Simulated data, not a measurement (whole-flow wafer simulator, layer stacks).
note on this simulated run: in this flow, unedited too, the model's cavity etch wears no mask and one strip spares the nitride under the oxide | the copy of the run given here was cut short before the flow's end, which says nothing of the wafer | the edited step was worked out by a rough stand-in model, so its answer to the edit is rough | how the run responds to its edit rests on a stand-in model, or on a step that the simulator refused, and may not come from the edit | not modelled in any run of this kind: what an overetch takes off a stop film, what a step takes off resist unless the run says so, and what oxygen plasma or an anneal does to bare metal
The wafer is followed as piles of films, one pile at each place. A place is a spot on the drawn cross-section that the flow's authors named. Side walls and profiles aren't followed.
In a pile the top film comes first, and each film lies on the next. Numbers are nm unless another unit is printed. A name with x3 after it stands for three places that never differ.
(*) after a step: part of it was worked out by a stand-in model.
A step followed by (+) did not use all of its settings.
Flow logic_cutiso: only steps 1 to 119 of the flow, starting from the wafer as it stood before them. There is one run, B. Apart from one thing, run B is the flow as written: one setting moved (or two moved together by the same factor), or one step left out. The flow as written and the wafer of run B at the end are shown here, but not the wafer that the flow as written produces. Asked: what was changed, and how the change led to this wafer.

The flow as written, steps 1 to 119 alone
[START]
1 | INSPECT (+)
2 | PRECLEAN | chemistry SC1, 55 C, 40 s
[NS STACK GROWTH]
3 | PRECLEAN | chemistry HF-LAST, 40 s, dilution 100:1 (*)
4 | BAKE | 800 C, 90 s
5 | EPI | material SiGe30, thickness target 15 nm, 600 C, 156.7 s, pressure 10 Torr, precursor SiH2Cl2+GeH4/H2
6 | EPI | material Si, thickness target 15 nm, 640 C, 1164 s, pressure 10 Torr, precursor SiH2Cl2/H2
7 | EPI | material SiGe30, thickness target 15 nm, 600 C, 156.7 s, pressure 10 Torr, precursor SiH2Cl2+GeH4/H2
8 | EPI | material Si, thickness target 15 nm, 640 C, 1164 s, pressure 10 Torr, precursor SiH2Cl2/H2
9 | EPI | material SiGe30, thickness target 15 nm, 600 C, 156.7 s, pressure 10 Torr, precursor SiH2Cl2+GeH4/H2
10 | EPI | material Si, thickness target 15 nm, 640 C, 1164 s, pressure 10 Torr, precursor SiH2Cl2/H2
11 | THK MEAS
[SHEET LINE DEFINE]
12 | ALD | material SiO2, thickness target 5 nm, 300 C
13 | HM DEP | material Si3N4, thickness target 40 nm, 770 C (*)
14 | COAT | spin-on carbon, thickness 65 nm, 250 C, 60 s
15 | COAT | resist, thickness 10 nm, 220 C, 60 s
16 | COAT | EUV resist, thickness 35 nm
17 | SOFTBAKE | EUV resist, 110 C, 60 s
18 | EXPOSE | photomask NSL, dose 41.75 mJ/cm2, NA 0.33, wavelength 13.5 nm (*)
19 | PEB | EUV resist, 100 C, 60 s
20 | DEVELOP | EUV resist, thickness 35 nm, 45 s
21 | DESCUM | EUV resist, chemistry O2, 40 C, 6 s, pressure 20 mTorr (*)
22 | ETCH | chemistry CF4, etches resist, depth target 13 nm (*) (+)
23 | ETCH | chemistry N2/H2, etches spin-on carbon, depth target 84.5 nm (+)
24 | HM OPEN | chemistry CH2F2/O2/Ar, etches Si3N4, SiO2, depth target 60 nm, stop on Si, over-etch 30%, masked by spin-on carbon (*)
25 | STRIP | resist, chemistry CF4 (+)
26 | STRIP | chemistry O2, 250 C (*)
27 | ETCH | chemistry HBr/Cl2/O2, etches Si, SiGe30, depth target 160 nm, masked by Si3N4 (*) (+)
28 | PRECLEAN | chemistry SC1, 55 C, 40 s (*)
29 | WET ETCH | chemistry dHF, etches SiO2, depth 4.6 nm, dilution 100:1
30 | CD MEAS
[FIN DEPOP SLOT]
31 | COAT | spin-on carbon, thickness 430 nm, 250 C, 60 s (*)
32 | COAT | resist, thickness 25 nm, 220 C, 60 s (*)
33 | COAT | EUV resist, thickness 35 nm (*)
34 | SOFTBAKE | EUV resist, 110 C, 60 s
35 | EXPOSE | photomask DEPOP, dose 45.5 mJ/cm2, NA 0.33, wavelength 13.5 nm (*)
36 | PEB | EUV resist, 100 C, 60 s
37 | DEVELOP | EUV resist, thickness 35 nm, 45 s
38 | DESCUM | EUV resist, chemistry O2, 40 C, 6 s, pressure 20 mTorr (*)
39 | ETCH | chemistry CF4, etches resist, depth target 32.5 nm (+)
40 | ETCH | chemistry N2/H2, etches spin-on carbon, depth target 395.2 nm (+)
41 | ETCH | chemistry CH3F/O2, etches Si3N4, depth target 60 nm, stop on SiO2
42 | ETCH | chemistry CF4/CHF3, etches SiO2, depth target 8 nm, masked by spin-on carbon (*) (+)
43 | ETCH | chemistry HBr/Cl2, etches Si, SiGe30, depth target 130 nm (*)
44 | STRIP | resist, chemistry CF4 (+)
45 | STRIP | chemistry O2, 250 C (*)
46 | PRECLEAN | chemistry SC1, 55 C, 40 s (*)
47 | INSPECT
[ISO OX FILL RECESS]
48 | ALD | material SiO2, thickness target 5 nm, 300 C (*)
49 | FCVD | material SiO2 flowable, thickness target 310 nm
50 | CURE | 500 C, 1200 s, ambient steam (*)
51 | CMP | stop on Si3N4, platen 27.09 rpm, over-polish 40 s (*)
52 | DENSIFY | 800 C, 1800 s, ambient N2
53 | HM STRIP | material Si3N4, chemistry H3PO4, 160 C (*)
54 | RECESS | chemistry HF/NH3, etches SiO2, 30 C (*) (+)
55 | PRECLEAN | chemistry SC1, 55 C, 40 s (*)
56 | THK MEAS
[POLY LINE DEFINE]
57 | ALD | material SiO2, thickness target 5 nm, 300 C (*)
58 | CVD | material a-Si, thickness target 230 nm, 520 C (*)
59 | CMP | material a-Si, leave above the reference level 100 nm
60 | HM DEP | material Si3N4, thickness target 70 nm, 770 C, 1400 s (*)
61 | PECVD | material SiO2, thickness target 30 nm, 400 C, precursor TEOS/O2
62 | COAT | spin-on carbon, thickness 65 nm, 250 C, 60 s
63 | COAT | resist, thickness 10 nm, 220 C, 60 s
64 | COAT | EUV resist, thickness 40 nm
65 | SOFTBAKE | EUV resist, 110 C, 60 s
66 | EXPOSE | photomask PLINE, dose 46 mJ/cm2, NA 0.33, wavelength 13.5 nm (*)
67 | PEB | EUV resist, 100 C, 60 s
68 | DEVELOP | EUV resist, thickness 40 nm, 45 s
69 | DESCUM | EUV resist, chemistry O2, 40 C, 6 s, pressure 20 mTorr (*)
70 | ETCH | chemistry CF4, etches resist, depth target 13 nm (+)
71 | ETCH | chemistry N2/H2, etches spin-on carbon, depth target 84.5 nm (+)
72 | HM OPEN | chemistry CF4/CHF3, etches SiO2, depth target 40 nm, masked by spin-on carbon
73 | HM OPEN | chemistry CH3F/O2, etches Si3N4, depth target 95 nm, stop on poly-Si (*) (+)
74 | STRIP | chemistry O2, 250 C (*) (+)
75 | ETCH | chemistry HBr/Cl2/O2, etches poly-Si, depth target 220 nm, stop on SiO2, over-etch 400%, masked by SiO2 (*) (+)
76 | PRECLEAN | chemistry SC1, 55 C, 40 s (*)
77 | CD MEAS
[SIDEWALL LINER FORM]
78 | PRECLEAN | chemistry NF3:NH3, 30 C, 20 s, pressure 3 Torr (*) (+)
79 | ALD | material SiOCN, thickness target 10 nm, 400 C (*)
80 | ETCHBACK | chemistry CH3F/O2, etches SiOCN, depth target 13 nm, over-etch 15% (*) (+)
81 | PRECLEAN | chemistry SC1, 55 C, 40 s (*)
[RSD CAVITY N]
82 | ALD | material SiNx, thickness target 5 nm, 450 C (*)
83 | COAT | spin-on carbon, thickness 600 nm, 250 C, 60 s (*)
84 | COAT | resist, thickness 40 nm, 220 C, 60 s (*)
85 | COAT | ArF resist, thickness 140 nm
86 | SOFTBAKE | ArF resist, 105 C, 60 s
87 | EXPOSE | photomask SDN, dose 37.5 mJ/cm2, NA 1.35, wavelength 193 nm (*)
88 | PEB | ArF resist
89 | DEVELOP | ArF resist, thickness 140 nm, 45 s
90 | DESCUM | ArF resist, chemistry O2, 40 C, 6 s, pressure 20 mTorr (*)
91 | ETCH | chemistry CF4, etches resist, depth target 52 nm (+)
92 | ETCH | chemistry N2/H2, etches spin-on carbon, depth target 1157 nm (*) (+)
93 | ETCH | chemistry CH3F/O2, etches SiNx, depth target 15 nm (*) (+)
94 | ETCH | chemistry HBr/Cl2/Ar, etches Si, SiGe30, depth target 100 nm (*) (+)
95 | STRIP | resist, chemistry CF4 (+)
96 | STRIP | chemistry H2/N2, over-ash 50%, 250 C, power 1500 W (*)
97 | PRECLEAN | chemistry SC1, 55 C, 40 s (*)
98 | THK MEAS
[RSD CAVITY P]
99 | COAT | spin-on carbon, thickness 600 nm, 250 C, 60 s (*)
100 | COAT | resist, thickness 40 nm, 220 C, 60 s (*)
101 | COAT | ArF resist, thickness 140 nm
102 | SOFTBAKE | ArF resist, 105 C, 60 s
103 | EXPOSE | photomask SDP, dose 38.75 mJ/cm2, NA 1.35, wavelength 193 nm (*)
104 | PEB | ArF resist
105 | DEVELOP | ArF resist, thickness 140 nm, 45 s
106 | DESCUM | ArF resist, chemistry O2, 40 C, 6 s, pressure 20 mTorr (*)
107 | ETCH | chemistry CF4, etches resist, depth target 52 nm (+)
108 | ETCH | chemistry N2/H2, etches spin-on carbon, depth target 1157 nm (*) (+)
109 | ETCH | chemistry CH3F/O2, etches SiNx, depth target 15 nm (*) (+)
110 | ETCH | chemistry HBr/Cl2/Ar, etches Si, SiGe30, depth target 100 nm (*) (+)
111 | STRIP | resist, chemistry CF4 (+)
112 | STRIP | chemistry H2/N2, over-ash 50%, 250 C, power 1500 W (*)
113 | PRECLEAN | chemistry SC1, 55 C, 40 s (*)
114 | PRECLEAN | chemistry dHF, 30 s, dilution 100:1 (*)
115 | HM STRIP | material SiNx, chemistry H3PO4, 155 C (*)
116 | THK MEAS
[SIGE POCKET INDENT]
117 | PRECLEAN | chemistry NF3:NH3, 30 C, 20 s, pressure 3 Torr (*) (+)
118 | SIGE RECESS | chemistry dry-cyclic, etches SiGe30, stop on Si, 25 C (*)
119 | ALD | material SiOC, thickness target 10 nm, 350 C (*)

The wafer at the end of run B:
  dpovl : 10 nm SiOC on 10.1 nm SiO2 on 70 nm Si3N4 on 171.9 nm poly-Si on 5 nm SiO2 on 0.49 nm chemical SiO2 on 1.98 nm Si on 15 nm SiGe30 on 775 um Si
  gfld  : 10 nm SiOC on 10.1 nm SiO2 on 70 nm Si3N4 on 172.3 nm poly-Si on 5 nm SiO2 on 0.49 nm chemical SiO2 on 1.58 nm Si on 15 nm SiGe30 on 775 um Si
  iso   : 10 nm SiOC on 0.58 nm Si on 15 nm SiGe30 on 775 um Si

Cause: step 27, ETCH: depth target 68 nm was run, whereas the flow has depth target 160 nm.

How this came from the change, step by step:
  27 | ETCH | chemistry HBr/Cl2/O2, etches Si, SiGe30, depth target 160 nm, masked by Si3N4 (*) (+)
      gfld, gxf, iso, lnri: -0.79 chemical SiO2 (all of it), -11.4 Si (all of it), -15 SiGe30 (all of it), -15 Si (all of it), -15 SiGe30 (all of it), -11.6 Si (in the flow as written it would be: -0.79 chemical SiO2 (all of it), -11.4 Si (all of it), -15 SiGe30 (all of it), -15 Si (all of it), -15 SiGe30 (all of it), -15 Si (all of it), -15 SiGe30 (all of it), -73.6 Si)
      dpovl, nsgap: -0.79 chemical SiO2 (all of it), -11.8 Si (all of it), -15 SiGe30 (all of it), -15 Si (all of it), -15 SiGe30 (all of it), -11.2 Si (in the flow as written it would be: -0.79 chemical SiO2 (all of it), -11.8 Si (all of it), -15 SiGe30 (all of it), -15 Si (all of it), -15 SiGe30 (all of it), -15 Si (all of it), -15 SiGe30 (all of it), -73.2 Si)
      (as well as at 16 more places)
  31 | COAT | spin-on carbon, thickness 430 nm, 250 C, 60 s (*)
      dpovl, nsgap: +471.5 spin-on carbon (new film) (in the flow as written it would be: +503.7 spin-on carbon (new film))
      glp, tap: +401.9 spin-on carbon (new film) (in the flow as written it would be: +380.2 spin-on carbon (new film))
      (as well as at 18 more places)
  32 | COAT | resist, thickness 25 nm, 220 C, 60 s (*)
      gfld, lnri: +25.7 resist (new film) (in the flow as written it would be: +26.3 resist (new film))
  40 | ETCH | chemistry N2/H2, etches spin-on carbon, depth target 395.2 nm (+)
      depop: -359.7 spin-on carbon (all of it), -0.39 Si3N4 (in the flow as written it would be: -308.2 spin-on carbon (all of it), -0.95 Si3N4)
  41 | ETCH | chemistry CH3F/O2, etches Si3N4, depth target 60 nm, stop on SiO2
      gfld, gl, glp and 17 more: -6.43 resist (in the flow as written it would be: -4.65 resist)
      depop: -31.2 Si3N4 (all of it), -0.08 SiO2 (in the flow as written it would be: -22.2 Si3N4 (all of it), -0.08 SiO2)
      (as well as at 1 more place)
  42 | ETCH | chemistry CF4/CHF3, etches SiO2, depth target 8 nm, masked by spin-on carbon (*) (+)
      gfld: -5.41 resist (all of it), -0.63 spin-on carbon (in the flow as written it would be: -7.38 resist)
      gxf: -5.22 resist (all of it), -0.69 spin-on carbon (in the flow as written it would be: -7.42 resist (all of it))
      (as well as at 18 more places)
  45 | STRIP | chemistry O2, 250 C (*)
      gfld, lnri: +0.8 chemical SiO2 (new film), -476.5 spin-on carbon (all of it), -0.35 Si (in the flow as written it would be: +0.82 chemical SiO2 (new film), -538.7 spin-on carbon (all of it), -0.36 Si)
      glp, tap: -368.9 spin-on carbon (all of it) (in the flow as written it would be: -347.6 spin-on carbon (all of it))
      (as well as at 17 more places)
  49 | FCVD | material SiO2 flowable, thickness target 310 nm
      gl, glp, gxn and 10 more: +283 SiO2 flowable (new film) (in the flow as written it would be: +262.2 SiO2 flowable (new film))
      gfld, gxf, iso, lnri: +391.1 SiO2 flowable (new film) (in the flow as written it would be: +453.9 SiO2 flowable (new film))
      (as well as at 5 more places)
  50 | CURE | 500 C, 1200 s, ambient steam (*)
      depop: -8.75 SiO2 flowable (in the flow as written it would be: -7.92 SiO2 flowable)
      dpovl: -8.74 SiO2 flowable (in the flow as written it would be: -7.92 SiO2 flowable)
      (as well as at 9 more places)
  51 | CMP | stop on Si3N4, platen 27.09 rpm, over-polish 40 s (*)
      dpovl, isow: -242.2 SiO2 flowable (in the flow as written it would be: -200.4 SiO2 flowable)
      gxn, gxp: -273.7 SiO2 flowable (all of it), -5 SiO2 (all of it), -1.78 Si3N4 (in the flow as written it would be: -253 SiO2 flowable (all of it), -5 SiO2 (all of it), -1.78 Si3N4)
      (as well as at 18 more places)
  52 | DENSIFY | 800 C, 1800 s, ambient N2
      gfld, gxf, iso, lnri: -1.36 SiO2 flowable (in the flow as written it would be: -3.15 SiO2 flowable)
      dpovl: -1.46 SiO2 flowable (in the flow as written it would be: -2.82 SiO2 flowable)
      (as well as at 2 more places)
  53 | HM STRIP | material Si3N4, chemistry H3PO4, 160 C (*)
      gl, glp, gxn and 11 more: -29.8 Si3N4 (all of it), -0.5 SiO2 (in the flow as written it would be: -21.4 Si3N4 (all of it), -0.36 SiO2)
      depop, dpovl, gfld, gxf, iso, isow, lnri, nsgap: -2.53 SiO2 flowable (in the flow as written it would be: -1.82 SiO2 flowable)
  54 | RECESS | chemistry HF/NH3, etches SiO2, 30 C (*) (+)
      gfld, gxf, iso, lnri: -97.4 SiO2 flowable (all of it), -5 SiO2 (all of it), -0.8 chemical SiO2 (all of it) (in the flow as written it would be: -111.4 SiO2 flowable)
      dpovl: -96.6 SiO2 flowable (all of it), -5 SiO2 (all of it), -0.8 chemical SiO2 (all of it) (in the flow as written it would be: -111.5 SiO2 flowable)
      (as well as at 3 more places)
  55 | PRECLEAN | chemistry SC1, 55 C, 40 s (*)
      dpovl, gfld, gxf, iso, lnri, nsgap: +0.49 chemical SiO2 (new film), -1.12 Si (in the flow as written it would be: -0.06 SiO2 flowable)
      isow: +0.49 chemical SiO2 (new film), -1.12 Si (in the flow as written it would be: nothing)
  58 | CVD | material a-Si, thickness target 230 nm, 520 C (*)
      gfld, gxf, iso, lnri: +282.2 a-Si (new film) (in the flow as written it would be: +299.4 a-Si (new film))
      dpovl, nsgap: +301.9 a-Si (new film) (in the flow as written it would be: +319.4 a-Si (new film))
      (as well as at 1 more place)
  60 | HM DEP | material Si3N4, thickness target 70 nm, 770 C, 1400 s (*)
      gfld, gxf, iso, lnri: +70 Si3N4 (new film), +172.3 poly-Si (new film), -172.3 a-Si (all of it) (in the flow as written it would be: +70 Si3N4 (new film), +189.4 poly-Si (new film), -189.4 a-Si (all of it))
      dpovl, nsgap: +70 Si3N4 (new film), +171.9 poly-Si (new film), -171.9 a-Si (all of it) (in the flow as written it would be: +70 Si3N4 (new film), +189.4 poly-Si (new film), -189.4 a-Si (all of it))
      (as well as at 1 more place)
  ... another 7 steps ...
  117 | PRECLEAN | chemistry NF3:NH3, 30 C, 20 s, pressure 3 Torr (*) (+)
      iso: -0.5 chemical SiO2 (all of it) (in the flow as written it would be: -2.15 SiO2 flowable)
